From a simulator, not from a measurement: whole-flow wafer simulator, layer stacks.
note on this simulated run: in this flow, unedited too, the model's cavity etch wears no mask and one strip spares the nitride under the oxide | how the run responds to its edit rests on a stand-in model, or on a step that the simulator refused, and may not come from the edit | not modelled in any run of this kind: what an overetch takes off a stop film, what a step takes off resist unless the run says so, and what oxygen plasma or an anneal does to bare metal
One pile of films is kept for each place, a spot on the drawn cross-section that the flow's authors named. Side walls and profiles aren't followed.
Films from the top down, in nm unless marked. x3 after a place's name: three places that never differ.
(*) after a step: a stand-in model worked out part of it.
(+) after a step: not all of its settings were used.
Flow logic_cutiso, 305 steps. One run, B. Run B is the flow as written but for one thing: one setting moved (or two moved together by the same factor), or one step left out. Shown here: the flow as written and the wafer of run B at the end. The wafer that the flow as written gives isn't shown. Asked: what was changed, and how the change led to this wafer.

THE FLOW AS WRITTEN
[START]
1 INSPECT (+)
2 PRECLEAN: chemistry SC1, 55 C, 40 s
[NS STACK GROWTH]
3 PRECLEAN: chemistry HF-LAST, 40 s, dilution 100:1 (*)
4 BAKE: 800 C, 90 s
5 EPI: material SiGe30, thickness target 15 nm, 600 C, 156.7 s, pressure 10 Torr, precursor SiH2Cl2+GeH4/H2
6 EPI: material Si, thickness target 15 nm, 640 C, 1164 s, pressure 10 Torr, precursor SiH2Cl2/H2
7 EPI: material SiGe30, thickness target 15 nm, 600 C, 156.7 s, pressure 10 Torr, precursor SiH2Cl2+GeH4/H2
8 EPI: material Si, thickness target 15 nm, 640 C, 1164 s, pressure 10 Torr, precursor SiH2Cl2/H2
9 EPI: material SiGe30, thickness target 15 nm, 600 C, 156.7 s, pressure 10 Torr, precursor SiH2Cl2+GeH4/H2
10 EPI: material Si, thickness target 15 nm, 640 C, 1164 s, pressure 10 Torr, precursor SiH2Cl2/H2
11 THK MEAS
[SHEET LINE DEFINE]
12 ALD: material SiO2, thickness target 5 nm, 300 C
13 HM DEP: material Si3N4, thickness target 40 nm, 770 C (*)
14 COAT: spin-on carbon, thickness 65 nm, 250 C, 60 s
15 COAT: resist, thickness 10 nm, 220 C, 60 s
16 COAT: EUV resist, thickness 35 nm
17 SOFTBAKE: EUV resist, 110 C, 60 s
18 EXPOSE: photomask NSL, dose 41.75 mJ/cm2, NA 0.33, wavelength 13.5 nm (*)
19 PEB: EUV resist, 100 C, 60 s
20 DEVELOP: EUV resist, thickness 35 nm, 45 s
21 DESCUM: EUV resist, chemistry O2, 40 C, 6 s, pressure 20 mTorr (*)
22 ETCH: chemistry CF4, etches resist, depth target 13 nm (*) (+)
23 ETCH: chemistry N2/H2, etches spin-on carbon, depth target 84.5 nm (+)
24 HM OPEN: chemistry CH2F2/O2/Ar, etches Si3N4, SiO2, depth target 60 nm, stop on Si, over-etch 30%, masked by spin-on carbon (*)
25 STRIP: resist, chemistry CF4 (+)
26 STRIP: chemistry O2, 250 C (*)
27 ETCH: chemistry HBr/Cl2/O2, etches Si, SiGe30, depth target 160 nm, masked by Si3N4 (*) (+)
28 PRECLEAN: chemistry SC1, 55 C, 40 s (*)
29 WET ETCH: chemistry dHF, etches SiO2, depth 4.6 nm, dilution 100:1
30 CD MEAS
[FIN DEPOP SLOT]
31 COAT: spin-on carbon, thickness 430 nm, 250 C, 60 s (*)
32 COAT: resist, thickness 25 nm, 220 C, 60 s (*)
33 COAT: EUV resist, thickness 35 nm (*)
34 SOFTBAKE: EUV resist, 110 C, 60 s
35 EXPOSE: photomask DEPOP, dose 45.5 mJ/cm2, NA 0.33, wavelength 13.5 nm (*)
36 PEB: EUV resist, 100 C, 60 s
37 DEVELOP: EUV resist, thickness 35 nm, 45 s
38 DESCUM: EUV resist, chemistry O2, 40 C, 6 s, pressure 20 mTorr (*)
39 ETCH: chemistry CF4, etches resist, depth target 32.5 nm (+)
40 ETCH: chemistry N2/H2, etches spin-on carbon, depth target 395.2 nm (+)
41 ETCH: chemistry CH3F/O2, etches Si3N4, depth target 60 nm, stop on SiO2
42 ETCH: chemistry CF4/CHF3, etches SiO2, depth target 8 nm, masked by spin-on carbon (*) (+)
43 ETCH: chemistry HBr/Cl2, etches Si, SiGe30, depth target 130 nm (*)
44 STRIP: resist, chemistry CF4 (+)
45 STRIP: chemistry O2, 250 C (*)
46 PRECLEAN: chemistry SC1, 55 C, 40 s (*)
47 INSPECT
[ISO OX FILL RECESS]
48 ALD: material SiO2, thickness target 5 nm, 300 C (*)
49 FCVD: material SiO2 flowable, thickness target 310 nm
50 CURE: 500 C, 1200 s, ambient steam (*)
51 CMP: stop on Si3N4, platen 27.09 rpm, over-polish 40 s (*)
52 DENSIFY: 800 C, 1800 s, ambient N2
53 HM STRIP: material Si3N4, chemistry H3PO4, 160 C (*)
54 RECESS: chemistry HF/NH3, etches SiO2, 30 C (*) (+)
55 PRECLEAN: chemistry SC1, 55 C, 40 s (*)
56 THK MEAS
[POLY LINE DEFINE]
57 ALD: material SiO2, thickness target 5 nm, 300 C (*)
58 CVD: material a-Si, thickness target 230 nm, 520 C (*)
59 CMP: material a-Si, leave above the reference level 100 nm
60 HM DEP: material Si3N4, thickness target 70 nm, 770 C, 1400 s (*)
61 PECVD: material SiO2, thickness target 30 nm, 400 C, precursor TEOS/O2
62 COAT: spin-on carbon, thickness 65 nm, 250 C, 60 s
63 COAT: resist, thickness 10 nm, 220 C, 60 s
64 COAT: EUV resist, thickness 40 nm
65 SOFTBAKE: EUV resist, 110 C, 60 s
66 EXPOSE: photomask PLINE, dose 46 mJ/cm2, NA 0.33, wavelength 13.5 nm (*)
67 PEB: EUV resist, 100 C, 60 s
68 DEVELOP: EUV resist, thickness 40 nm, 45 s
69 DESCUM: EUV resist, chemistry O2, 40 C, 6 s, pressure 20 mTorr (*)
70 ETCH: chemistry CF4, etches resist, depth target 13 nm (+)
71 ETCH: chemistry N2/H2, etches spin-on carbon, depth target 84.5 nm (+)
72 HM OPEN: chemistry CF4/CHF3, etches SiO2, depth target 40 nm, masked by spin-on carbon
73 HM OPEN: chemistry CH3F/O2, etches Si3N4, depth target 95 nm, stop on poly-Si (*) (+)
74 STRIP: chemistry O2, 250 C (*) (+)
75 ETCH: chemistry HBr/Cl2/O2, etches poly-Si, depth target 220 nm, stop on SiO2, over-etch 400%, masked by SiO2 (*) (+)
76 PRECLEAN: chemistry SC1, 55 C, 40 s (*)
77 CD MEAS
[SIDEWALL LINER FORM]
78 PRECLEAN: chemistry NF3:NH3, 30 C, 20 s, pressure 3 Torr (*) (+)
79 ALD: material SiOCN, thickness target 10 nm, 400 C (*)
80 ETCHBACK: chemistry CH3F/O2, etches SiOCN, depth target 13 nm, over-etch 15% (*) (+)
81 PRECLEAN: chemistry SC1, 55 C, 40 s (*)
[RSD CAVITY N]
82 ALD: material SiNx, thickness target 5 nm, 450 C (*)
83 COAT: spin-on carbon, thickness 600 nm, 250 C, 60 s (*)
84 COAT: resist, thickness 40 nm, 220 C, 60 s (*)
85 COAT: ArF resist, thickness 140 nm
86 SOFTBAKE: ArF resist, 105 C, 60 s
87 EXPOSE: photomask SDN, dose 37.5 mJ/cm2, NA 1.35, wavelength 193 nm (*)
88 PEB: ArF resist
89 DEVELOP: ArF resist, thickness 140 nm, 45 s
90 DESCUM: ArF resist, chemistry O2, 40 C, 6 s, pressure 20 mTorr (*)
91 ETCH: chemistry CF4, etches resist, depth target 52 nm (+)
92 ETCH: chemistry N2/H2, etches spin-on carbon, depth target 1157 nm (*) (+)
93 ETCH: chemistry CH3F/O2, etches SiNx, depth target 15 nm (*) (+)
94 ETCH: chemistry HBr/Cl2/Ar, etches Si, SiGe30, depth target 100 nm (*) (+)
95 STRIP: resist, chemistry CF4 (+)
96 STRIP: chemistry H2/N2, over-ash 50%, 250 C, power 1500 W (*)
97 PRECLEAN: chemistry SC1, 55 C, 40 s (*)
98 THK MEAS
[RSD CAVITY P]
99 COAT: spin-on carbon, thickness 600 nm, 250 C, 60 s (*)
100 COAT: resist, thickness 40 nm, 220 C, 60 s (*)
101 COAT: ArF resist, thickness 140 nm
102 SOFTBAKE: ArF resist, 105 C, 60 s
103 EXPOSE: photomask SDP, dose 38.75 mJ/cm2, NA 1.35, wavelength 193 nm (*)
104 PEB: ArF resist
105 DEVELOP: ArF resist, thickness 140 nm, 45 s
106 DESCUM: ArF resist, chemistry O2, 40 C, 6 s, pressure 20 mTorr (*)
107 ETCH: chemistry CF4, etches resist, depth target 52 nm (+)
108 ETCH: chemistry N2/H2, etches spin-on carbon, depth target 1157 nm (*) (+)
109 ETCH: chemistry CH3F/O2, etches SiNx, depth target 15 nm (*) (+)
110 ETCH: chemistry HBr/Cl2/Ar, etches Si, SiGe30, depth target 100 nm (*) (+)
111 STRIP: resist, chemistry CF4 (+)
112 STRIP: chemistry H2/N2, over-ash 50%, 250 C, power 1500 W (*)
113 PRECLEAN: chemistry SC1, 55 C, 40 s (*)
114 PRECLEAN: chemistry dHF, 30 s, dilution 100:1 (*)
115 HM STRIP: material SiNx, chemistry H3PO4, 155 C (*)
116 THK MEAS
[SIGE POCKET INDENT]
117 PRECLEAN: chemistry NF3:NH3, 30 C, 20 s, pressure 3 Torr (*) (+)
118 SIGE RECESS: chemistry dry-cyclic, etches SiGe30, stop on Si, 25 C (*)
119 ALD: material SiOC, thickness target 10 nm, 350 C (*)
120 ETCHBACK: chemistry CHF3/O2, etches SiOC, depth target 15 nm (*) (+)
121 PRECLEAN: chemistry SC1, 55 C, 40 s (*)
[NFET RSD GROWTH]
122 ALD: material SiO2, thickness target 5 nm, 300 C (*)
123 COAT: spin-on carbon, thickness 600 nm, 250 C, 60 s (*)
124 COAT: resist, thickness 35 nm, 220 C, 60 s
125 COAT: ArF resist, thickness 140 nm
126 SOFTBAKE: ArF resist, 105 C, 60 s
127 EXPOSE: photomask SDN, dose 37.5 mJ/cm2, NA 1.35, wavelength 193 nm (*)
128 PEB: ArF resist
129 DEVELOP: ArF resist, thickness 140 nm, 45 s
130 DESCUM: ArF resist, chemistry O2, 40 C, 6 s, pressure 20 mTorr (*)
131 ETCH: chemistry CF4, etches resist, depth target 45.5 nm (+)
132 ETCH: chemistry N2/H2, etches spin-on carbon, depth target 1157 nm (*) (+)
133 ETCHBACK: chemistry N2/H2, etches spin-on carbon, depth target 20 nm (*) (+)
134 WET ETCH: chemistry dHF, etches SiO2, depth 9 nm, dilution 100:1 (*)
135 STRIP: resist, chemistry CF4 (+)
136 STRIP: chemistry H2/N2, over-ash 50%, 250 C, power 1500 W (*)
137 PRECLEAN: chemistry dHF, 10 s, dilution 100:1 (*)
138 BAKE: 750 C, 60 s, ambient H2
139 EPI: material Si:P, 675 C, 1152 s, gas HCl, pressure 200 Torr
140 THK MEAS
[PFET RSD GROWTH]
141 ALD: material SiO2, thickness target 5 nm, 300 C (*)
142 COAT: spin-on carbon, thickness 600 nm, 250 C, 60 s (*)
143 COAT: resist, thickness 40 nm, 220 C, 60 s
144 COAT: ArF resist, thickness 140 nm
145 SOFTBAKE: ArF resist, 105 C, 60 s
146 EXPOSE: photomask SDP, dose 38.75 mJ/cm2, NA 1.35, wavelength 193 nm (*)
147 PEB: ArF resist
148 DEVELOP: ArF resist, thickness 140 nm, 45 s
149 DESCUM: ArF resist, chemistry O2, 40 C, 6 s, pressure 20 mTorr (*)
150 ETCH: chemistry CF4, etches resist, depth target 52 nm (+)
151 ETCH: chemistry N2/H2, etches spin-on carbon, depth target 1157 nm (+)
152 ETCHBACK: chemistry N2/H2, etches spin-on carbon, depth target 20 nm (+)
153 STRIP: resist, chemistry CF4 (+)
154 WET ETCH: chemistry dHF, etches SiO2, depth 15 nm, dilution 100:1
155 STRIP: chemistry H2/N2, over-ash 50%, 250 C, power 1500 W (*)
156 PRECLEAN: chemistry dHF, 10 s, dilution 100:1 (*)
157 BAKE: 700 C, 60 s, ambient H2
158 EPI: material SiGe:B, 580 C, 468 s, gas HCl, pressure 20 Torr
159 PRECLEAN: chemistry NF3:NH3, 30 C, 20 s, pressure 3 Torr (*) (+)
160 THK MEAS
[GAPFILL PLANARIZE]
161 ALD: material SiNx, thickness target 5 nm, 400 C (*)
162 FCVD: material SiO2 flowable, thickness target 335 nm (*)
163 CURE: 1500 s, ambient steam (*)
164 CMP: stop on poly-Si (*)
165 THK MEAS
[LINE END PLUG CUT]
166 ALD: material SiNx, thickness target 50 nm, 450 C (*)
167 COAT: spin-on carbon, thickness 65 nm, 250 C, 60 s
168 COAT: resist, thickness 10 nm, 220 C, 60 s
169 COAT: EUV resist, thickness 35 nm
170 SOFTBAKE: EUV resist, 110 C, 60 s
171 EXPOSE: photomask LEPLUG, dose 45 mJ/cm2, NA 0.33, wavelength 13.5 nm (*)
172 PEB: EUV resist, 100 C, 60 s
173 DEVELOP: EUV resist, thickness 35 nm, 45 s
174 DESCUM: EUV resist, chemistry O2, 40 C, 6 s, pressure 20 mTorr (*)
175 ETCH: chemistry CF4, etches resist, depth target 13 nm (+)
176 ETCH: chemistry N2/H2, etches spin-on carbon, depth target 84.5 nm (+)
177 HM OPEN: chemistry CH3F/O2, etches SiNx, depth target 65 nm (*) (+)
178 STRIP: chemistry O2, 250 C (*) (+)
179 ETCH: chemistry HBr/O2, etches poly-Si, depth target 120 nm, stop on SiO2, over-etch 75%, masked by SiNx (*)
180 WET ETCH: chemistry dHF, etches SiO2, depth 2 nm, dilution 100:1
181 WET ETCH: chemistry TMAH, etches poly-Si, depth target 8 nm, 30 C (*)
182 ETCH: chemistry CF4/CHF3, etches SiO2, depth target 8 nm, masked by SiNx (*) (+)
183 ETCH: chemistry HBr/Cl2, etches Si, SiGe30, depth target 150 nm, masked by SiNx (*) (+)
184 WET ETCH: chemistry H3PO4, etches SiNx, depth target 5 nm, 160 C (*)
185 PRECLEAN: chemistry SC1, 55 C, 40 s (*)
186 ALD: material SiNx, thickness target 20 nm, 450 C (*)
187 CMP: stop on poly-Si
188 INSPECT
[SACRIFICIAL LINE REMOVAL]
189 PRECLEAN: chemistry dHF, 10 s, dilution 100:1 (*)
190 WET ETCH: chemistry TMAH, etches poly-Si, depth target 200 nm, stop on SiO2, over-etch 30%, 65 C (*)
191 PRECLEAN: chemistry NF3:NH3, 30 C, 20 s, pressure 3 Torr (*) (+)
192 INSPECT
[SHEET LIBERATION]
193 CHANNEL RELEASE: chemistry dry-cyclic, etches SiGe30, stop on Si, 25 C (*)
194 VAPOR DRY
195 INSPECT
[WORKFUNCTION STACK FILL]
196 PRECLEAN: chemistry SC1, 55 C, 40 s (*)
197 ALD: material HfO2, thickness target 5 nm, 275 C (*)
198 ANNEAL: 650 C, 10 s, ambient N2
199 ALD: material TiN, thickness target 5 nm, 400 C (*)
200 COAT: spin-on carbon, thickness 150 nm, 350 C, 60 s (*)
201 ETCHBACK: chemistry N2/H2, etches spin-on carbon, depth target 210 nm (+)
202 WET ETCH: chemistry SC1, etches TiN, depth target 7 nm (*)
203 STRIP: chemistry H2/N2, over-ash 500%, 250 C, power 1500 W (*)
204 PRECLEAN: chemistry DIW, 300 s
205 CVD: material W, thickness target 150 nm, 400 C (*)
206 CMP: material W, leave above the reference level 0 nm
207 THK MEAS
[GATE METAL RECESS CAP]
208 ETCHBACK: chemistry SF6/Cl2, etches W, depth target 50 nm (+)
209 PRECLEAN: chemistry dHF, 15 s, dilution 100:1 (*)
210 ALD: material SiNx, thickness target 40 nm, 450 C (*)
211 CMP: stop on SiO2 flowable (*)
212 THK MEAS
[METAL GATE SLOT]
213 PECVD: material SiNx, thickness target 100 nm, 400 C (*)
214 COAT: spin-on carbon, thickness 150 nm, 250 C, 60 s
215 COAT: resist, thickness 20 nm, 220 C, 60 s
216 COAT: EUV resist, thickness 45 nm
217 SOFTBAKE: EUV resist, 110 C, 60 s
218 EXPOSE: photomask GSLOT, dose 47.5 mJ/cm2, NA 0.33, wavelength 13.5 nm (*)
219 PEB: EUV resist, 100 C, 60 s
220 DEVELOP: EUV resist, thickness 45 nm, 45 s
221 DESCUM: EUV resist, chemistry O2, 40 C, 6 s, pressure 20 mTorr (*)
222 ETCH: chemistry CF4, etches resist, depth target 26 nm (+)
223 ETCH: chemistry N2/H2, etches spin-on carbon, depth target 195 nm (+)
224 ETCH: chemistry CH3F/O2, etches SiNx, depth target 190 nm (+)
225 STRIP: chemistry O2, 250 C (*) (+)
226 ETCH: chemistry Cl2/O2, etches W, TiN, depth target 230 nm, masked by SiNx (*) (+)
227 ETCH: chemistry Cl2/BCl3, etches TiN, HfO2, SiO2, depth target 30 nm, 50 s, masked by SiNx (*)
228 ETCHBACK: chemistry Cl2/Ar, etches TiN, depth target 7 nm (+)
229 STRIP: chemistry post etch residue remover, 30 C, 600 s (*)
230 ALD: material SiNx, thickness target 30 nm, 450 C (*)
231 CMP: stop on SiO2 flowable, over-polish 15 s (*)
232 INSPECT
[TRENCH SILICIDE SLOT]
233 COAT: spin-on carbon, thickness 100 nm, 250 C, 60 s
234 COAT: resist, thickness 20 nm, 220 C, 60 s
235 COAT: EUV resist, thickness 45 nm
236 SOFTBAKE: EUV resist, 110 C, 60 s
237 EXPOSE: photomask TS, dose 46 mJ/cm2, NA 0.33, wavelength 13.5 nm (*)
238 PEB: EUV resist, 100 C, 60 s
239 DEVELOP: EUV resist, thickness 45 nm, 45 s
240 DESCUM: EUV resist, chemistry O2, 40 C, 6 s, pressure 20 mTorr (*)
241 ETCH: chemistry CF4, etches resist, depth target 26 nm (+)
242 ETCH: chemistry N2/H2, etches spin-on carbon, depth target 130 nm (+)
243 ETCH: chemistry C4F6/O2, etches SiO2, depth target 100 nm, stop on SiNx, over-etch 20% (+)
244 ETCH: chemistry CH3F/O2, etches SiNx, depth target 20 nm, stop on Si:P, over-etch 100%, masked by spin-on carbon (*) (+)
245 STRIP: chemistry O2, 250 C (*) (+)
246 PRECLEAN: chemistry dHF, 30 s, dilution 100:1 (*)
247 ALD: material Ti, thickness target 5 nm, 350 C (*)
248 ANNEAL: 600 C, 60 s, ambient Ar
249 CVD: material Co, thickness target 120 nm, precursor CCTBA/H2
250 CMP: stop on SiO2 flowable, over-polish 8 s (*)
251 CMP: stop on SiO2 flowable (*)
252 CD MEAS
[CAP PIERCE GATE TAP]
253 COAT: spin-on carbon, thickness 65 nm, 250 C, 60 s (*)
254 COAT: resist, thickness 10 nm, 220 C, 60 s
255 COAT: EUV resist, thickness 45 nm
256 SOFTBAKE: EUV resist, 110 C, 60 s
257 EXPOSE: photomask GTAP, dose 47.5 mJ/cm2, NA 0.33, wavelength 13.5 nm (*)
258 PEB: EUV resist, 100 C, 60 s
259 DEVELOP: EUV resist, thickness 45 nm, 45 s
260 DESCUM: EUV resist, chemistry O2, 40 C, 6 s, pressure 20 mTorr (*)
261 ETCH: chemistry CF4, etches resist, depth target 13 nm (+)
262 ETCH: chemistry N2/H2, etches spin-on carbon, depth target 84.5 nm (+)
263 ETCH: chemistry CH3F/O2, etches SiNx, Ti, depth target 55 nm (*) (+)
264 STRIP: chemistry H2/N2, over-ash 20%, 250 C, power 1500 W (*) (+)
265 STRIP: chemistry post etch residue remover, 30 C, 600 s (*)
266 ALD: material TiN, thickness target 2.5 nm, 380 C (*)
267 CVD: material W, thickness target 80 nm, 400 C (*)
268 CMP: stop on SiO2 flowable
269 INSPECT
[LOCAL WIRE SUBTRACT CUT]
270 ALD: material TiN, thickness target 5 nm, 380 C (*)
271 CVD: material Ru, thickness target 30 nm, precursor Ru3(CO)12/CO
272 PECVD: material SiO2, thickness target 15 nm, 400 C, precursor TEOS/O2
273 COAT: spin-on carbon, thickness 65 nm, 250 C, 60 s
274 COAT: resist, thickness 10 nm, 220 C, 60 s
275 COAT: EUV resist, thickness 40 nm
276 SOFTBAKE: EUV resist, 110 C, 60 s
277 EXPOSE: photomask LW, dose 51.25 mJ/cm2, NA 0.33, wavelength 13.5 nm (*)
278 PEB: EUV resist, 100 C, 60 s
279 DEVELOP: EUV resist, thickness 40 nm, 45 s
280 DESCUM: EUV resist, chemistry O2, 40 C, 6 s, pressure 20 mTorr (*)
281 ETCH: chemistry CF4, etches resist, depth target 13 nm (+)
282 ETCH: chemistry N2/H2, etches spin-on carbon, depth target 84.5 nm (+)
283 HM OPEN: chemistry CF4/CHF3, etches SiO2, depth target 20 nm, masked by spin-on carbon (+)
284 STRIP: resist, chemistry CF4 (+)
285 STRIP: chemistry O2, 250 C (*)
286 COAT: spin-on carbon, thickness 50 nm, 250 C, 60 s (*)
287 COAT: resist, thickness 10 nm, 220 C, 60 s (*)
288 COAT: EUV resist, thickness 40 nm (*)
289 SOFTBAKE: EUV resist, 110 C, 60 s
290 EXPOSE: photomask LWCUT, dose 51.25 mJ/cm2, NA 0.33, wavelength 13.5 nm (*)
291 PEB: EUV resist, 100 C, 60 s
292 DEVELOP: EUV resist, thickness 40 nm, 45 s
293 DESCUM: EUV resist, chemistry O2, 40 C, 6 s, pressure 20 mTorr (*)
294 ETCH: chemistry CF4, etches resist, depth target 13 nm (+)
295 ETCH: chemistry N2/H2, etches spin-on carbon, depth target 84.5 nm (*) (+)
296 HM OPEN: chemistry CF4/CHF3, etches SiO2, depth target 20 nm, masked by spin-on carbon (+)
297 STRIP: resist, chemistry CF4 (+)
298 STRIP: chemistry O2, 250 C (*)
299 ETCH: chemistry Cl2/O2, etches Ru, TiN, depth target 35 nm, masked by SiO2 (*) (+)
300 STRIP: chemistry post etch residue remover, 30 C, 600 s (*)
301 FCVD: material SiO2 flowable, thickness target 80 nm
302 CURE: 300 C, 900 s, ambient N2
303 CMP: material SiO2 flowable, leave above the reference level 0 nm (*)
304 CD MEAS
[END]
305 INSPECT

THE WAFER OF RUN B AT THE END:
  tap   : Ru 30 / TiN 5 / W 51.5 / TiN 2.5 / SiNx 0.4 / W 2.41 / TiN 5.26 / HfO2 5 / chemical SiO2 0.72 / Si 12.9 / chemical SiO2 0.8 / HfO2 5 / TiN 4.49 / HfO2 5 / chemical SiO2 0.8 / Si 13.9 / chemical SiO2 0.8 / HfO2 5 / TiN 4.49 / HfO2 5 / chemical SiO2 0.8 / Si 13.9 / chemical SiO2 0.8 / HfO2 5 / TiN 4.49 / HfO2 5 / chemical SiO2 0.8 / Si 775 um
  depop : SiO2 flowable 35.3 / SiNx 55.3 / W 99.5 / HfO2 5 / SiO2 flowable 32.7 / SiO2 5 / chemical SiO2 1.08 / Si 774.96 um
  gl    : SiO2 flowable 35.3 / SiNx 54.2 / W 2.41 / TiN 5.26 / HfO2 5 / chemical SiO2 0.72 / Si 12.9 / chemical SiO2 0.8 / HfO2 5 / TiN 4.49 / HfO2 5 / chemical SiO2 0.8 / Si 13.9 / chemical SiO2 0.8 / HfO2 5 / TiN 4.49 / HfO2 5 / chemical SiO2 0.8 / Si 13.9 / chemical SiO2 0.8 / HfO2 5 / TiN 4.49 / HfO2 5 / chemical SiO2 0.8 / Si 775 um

The cause: step 208, ETCHBACK: depth target 78.8 nm was run, where the flow has depth target 50 nm.

How the change led to this, step by step:
  208 ETCHBACK: chemistry SF6/Cl2, etches W, depth target 50 nm (+)
      depop, dpovl, gfld and 9 more: W -78.8 (as written it would be: W -50)
      iso, rsdn, rsdp, rsdw, rsdx: SiO2 flowable -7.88 (as written it would be: SiO2 flowable -5)
      (and at 5 more places)
  210 ALD: material SiNx, thickness target 40 nm, 450 C (*)
      gfld, gl, glp, gxf, gxn, gxp, tap: SiNx +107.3 (new film) (as written it would be: SiNx +82.6 (new film))
      plug: SiNx +45.6 (as written it would be: SiNx +42.5)
  211 CMP: stop on SiO2 flowable (*)
      depop, dpovl, isow, ns, nsgap: nothing (as written it would be: SiNx -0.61)
      gfld, gl, glp, gxf, gxn, gxp, tap: SiNx -42 (as written it would be: SiNx -43.2)
      (and at 5 more places)
  224 ETCH: chemistry CH3F/O2, etches SiNx, depth target 190 nm (+)
      gfld: SiNx -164 (all of it), W -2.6 (as written it would be: SiNx -138.1 (all of it), W -5.19)
  226 ETCH: chemistry Cl2/O2, etches W, TiN, depth target 230 nm, masked by SiNx (*) (+)
      depop, dpovl, gl and 18 more: SiNx -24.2 (as written it would be: SiNx -30.8)
      gfld: W -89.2 (all of it), TiN -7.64 (all of it), HfO2 -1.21 (as written it would be: W -115.4 (all of it), TiN -7.64 (all of it), HfO2 -1.54)
  231 CMP: stop on SiO2 flowable, over-polish 15 s (*)
      gfld, gl, glp, gxf, gxn, gxp, plug, tap: SiNx -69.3 (as written it would be: SiNx -62.7)
      depop, dpovl, isow, ns, nsgap: SiNx -43.9 (as written it would be: SiNx -62.7)
      (and at 9 more places)
  243 ETCH: chemistry C4F6/O2, etches SiO2, depth target 100 nm, stop on SiNx, over-etch 20% (+)
      rsdn, rsdp, rsdw: SiO2 flowable -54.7 (all of it) (as written it would be: SiO2 flowable -57.5 (all of it))
  246 PRECLEAN: chemistry dHF, 30 s, dilution 100:1 (*)
      depop, dpovl, isow, ns, nsgap: SiNx -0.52 (as written it would be: SiNx -1.08)
  251 CMP: stop on SiO2 flowable (*)
      rsdx: Ti -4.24 (as written it would be: Ti -5 (all of it))
      gfld, gl, glp, gxf, gxn, gxp, plug, tap: SiNx -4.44 (as written it would be: SiNx -5)
      (and at 8 more places)
  263 ETCH: chemistry CH3F/O2, etches SiNx, Ti, depth target 55 nm (*) (+)
      tap: SiNx -55 (as written it would be: SiNx -29.1 (all of it), W -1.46)
      glp, lnrp, lnrt, plug, rsdn, rsdp, rsdw: resist -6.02 (all of it), spin-on carbon -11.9 (as written it would be: resist -6.02 (all of it), spin-on carbon -6.48)
      (and at 14 more places)
  264 STRIP: chemistry H2/N2, over-ash 20%, 250 C, power 1500 W (*) (+)
      gfld, gl, gxf, gxn, gxp, lnr, lnri, lnrp: spin-on carbon -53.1 (all of it) (as written it would be: spin-on carbon -58.4 (all of it))
      glp, lnrt, plug, rsdn, rsdp, rsdw: spin-on carbon -53 (all of it) (as written it would be: spin-on carbon -58.4 (all of it))
      (and at 7 more places)
  265 STRIP: chemistry post etch residue remover, 30 C, 600 s (*)
      rsdx: Ti -0.76 (all of it) (as written it would be: nothing)
      iso: Ti -1.17 (all of it) (as written it would be: Ti -0.66 (all of it))
  267 CVD: material W, thickness target 80 nm, 400 C (*)
      tap: W +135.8 (new film) (as written it would be: W +111.4 (new film))
  268 CMP: stop on SiO2 flowable
      depop, dpovl, gfld and 9 more: W -80.2 (all of it), TiN -2.5 (all of it), SiNx -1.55 (as written it would be: W -80.2 (all of it), TiN -2.5 (all of it), SiNx -0.98)
      lnr, lnri, lnrp, lnrt: W -80 (all of it), TiN -2.5 (all of it), SiOCN -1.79 (as written it would be: W -80 (all of it), TiN -2.5 (all of it), SiOCN -1.22)
      (and at 3 more places)
Counting metal films that touch as one body, tap has 5 bodies (between them, from the top down: SiNx 0.4; HfO2 5 / chemical SiO2 0.72 / Si 12.9 / chemical SiO2 0.8 / HfO2 5; HfO2 5 / chemical SiO2 0.8 / Si 13.9 / chemical SiO2 0.8 / HfO2 5; HfO2 5 / chemical SiO2 0.8 / Si 13.9 / chemical SiO2 0.8 / HfO2 5); the flow as written gives 4 bodies (between them, from the top down: HfO2 5 / chemical SiO2 0.72 / Si 12.9 / chemical SiO2 0.8 / HfO2 5; HfO2 5 / chemical SiO2 0.8 / Si 13.9 / chemical SiO2 0.8 / HfO2 5; HfO2 5 / chemical SiO2 0.8 / Si 13.9 / chemical SiO2 0.8 / HfO2 5).
